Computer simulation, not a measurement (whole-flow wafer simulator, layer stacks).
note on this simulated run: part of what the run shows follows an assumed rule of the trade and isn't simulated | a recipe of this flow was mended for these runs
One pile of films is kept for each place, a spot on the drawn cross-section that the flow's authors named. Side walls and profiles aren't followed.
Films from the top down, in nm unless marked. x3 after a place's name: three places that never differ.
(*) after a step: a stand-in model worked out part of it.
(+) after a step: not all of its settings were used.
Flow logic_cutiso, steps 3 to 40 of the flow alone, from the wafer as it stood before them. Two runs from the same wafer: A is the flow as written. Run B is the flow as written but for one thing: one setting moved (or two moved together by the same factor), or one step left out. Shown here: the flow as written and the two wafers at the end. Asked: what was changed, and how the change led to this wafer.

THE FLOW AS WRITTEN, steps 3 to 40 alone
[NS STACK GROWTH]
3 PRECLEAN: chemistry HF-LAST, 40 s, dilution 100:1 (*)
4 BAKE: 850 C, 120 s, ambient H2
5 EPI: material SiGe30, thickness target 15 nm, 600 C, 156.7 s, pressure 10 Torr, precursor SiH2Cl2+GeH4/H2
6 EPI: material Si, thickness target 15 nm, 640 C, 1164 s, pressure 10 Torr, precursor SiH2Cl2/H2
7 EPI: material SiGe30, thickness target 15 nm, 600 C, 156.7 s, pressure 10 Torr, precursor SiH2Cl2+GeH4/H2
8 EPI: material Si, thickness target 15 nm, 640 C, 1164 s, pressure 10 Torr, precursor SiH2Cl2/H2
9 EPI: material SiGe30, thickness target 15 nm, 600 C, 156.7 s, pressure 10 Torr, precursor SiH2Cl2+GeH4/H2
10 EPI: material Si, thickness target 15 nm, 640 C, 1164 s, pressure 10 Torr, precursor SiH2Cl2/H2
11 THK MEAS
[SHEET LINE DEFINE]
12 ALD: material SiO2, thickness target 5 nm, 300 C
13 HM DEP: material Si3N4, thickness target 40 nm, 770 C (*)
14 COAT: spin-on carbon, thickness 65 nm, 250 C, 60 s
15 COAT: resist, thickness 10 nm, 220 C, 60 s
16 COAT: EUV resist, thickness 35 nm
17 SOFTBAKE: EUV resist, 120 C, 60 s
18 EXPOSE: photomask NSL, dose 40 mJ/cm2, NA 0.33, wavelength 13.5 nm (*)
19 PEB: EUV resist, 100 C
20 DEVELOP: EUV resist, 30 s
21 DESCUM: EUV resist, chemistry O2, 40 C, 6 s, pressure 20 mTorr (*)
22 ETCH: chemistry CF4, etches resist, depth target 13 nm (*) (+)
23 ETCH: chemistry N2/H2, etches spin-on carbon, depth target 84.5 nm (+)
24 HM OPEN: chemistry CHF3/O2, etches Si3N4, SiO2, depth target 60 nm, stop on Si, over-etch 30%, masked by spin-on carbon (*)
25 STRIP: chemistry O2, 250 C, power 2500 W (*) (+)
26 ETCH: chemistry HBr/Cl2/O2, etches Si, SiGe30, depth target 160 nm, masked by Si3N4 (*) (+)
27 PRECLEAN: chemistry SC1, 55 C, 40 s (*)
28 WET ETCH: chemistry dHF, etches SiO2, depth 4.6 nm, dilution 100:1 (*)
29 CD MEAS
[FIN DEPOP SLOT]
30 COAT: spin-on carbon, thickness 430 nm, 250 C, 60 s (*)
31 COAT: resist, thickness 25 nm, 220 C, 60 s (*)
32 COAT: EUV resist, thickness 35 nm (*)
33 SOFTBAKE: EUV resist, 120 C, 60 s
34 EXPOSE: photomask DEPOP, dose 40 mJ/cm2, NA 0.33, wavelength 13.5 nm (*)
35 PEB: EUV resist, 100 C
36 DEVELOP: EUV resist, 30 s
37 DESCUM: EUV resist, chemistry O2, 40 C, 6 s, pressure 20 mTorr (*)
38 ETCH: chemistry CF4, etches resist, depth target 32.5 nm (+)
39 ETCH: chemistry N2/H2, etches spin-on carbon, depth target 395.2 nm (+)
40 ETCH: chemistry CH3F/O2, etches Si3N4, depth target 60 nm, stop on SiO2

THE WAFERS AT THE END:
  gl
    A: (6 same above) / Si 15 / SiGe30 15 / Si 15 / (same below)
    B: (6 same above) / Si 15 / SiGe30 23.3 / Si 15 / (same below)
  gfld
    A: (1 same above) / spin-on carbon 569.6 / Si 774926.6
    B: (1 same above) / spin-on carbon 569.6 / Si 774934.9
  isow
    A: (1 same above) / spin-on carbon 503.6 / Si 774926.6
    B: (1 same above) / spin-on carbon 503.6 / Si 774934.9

The cause: step 7, EPI: thickness target 23.2 nm was run, where the flow has thickness target 15 nm; step 7, EPI: 242.9 s was run, where the flow has 156.7 s.

How the change led to this, step by step:
  7 EPI: material SiGe30, thickness target 15 nm, 600 C, 156.7 s, pressure 10 Torr, precursor SiH2Cl2+GeH4/H2
      depop, dpovl, gfld and 19 more: A SiGe30 +15 (new film) | B SiGe30 +23.3 (new film)
  26 ETCH: chemistry HBr/Cl2/O2, etches Si, SiGe30, depth target 160 nm, masked by Si3N4 (*) (+)
      dpovl, gfld, gxf, iso, isow, lnri, nsgap: A chemical SiO2 -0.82 (all of it), Si -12 (all of it), SiGe30 -15 (all of it), Si -15 (all of it), SiGe30 -15 (all of it), Si -15 (all of it), SiGe30 -15 (all of it), Si -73 | B chemical SiO2 -0.82 (all of it), Si -12 (all of it), SiGe30 -15 (all of it), Si -15 (all of it), SiGe30 -23.3 (all of it), Si -15 (all of it), SiGe30 -15 (all of it), Si -64.8
